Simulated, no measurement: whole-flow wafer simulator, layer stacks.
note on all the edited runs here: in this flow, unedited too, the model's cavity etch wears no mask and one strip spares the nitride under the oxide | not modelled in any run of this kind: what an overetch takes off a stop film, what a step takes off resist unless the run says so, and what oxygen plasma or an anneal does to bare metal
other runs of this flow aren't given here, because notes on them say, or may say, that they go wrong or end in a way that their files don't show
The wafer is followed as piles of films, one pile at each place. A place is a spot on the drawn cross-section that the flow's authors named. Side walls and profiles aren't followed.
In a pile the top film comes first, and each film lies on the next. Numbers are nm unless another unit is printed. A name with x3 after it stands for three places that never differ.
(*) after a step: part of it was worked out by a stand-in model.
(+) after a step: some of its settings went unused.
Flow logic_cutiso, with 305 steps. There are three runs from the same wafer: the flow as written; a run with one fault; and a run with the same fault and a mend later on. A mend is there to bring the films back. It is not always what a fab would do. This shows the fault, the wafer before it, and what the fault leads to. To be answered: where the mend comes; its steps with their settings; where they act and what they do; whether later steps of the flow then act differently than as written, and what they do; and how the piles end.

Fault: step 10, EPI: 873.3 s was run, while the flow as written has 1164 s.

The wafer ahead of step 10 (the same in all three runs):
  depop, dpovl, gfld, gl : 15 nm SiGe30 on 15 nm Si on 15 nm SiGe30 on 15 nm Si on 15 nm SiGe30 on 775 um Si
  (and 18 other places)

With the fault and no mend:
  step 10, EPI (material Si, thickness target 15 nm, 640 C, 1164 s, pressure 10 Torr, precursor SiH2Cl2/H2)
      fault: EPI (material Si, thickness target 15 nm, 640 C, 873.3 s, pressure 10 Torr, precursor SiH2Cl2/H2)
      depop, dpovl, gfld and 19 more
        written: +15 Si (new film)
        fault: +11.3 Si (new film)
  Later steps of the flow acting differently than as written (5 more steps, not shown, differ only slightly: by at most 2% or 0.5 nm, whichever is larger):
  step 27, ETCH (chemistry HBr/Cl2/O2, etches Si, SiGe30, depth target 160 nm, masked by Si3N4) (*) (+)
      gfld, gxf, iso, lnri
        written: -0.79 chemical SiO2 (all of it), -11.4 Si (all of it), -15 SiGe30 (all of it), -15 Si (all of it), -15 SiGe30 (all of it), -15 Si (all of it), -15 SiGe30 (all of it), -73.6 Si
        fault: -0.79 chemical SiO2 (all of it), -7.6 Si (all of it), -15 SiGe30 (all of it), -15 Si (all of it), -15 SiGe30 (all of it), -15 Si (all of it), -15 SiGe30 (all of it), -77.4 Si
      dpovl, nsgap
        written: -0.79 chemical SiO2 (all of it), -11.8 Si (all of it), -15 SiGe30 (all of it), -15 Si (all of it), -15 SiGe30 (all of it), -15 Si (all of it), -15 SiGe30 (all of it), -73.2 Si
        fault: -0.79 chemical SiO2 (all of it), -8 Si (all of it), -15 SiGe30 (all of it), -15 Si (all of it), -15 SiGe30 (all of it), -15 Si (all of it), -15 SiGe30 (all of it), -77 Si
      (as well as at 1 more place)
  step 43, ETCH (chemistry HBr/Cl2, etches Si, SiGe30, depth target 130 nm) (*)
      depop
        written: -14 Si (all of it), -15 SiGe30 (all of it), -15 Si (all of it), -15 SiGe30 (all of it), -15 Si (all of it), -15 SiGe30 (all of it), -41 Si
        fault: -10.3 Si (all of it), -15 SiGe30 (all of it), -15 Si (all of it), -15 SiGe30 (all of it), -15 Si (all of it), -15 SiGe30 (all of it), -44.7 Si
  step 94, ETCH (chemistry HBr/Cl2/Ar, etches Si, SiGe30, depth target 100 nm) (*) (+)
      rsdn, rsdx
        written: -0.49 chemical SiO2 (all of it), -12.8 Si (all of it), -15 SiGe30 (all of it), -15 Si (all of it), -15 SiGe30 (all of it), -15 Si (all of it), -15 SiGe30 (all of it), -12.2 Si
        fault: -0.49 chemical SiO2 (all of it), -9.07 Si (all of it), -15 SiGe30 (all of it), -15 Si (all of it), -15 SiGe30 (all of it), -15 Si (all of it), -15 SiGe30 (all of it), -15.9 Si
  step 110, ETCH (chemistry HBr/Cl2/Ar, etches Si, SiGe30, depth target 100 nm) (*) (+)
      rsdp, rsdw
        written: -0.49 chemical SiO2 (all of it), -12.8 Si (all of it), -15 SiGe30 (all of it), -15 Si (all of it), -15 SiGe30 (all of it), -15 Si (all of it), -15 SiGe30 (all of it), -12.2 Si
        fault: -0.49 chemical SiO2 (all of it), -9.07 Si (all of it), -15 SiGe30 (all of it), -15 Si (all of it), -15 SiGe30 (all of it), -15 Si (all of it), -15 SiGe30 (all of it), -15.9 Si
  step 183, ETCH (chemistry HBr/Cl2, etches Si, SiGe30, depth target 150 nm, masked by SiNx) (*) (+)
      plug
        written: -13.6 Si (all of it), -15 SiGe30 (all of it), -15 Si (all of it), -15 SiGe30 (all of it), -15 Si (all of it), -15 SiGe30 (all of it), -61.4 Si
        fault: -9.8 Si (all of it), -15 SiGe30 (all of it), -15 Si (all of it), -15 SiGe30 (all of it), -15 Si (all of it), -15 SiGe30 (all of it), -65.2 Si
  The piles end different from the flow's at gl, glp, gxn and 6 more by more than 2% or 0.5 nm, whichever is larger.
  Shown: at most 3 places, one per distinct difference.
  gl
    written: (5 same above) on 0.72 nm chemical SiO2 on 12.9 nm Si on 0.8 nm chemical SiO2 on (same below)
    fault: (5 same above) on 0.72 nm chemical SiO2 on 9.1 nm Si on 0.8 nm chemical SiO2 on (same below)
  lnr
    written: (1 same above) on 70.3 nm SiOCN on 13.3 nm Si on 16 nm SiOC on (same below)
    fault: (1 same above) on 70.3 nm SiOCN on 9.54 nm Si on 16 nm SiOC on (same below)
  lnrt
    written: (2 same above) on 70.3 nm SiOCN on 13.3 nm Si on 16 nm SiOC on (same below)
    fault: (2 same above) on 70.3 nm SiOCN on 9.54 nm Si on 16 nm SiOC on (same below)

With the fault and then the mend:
  The mend follows step 11.
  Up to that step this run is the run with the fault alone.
  step 11a, EPI (material Si, thickness target 15 nm, 640 C, 291.1 s, pressure 10 Torr, precursor SiH2Cl2/H2) (the flow's step 10 again, with other settings)
      depop, dpovl, gfld and 19 more
        +3.75 Si
  Later steps of the flow that are run all act as written at every place that is followed.
  The piles end the same as the flow's at every place that both follow.
